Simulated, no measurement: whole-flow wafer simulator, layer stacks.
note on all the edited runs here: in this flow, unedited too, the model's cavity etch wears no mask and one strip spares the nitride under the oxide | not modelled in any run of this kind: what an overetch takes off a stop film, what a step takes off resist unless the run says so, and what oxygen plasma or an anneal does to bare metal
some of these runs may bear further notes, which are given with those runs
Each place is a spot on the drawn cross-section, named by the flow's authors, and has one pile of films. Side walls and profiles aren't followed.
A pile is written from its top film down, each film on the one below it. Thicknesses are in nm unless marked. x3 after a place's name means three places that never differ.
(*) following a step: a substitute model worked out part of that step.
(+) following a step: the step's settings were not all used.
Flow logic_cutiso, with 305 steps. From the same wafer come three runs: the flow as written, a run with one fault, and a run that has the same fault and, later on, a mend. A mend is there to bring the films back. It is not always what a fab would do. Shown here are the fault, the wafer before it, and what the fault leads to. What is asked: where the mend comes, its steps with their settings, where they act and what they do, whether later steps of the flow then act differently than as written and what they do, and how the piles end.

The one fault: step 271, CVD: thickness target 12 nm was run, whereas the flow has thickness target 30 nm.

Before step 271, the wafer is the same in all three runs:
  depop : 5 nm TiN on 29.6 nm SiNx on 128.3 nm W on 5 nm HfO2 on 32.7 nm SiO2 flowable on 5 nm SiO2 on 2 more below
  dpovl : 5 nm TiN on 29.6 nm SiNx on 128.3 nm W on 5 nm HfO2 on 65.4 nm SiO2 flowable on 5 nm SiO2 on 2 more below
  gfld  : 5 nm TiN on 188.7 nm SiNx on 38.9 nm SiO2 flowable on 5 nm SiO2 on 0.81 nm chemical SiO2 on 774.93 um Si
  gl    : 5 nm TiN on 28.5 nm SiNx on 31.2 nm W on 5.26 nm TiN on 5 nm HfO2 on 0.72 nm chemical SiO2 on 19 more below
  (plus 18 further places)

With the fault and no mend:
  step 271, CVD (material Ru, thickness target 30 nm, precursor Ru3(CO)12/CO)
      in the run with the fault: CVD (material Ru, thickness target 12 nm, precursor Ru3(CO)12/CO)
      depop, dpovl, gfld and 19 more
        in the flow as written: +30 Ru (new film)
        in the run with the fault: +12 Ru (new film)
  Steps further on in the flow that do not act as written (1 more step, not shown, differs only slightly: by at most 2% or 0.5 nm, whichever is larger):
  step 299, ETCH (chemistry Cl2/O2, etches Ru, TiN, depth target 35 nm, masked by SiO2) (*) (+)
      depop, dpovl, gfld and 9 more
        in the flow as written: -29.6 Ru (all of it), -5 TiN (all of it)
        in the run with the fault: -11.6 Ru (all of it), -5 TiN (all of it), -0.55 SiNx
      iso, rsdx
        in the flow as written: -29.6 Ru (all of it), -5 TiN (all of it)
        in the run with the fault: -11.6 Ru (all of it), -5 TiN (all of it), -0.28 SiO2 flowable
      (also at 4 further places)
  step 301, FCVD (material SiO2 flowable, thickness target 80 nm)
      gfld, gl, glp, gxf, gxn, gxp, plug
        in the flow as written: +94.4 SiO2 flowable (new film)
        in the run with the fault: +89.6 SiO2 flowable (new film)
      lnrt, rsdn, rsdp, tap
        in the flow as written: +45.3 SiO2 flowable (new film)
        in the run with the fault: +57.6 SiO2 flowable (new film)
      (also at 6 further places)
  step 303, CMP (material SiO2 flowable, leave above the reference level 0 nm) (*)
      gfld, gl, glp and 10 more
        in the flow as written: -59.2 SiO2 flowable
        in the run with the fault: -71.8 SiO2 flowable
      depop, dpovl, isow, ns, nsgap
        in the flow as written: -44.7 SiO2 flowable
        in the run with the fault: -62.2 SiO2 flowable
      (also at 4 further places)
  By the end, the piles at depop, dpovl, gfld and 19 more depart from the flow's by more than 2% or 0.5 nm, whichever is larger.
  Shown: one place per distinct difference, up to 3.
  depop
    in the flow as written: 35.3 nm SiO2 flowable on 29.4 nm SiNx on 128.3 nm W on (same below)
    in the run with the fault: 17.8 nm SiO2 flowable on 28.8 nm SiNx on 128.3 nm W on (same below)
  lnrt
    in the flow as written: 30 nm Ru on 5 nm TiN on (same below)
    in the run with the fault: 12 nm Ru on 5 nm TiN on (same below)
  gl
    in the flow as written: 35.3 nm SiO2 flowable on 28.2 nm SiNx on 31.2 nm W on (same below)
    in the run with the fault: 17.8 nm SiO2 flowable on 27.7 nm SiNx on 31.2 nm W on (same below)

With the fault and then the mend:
  The mend follows step 271.
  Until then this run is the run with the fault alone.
  step 271a, CVD (material Ru, thickness target 18 nm, precursor Ru3(CO)12/CO) (the flow's step 271 again, with other settings)
      depop, dpovl, gfld and 19 more
        +18 Ru
  Later steps of the flow that are run all act as written at every place that is followed.
  The piles end the same as the flow's at every place that both follow.
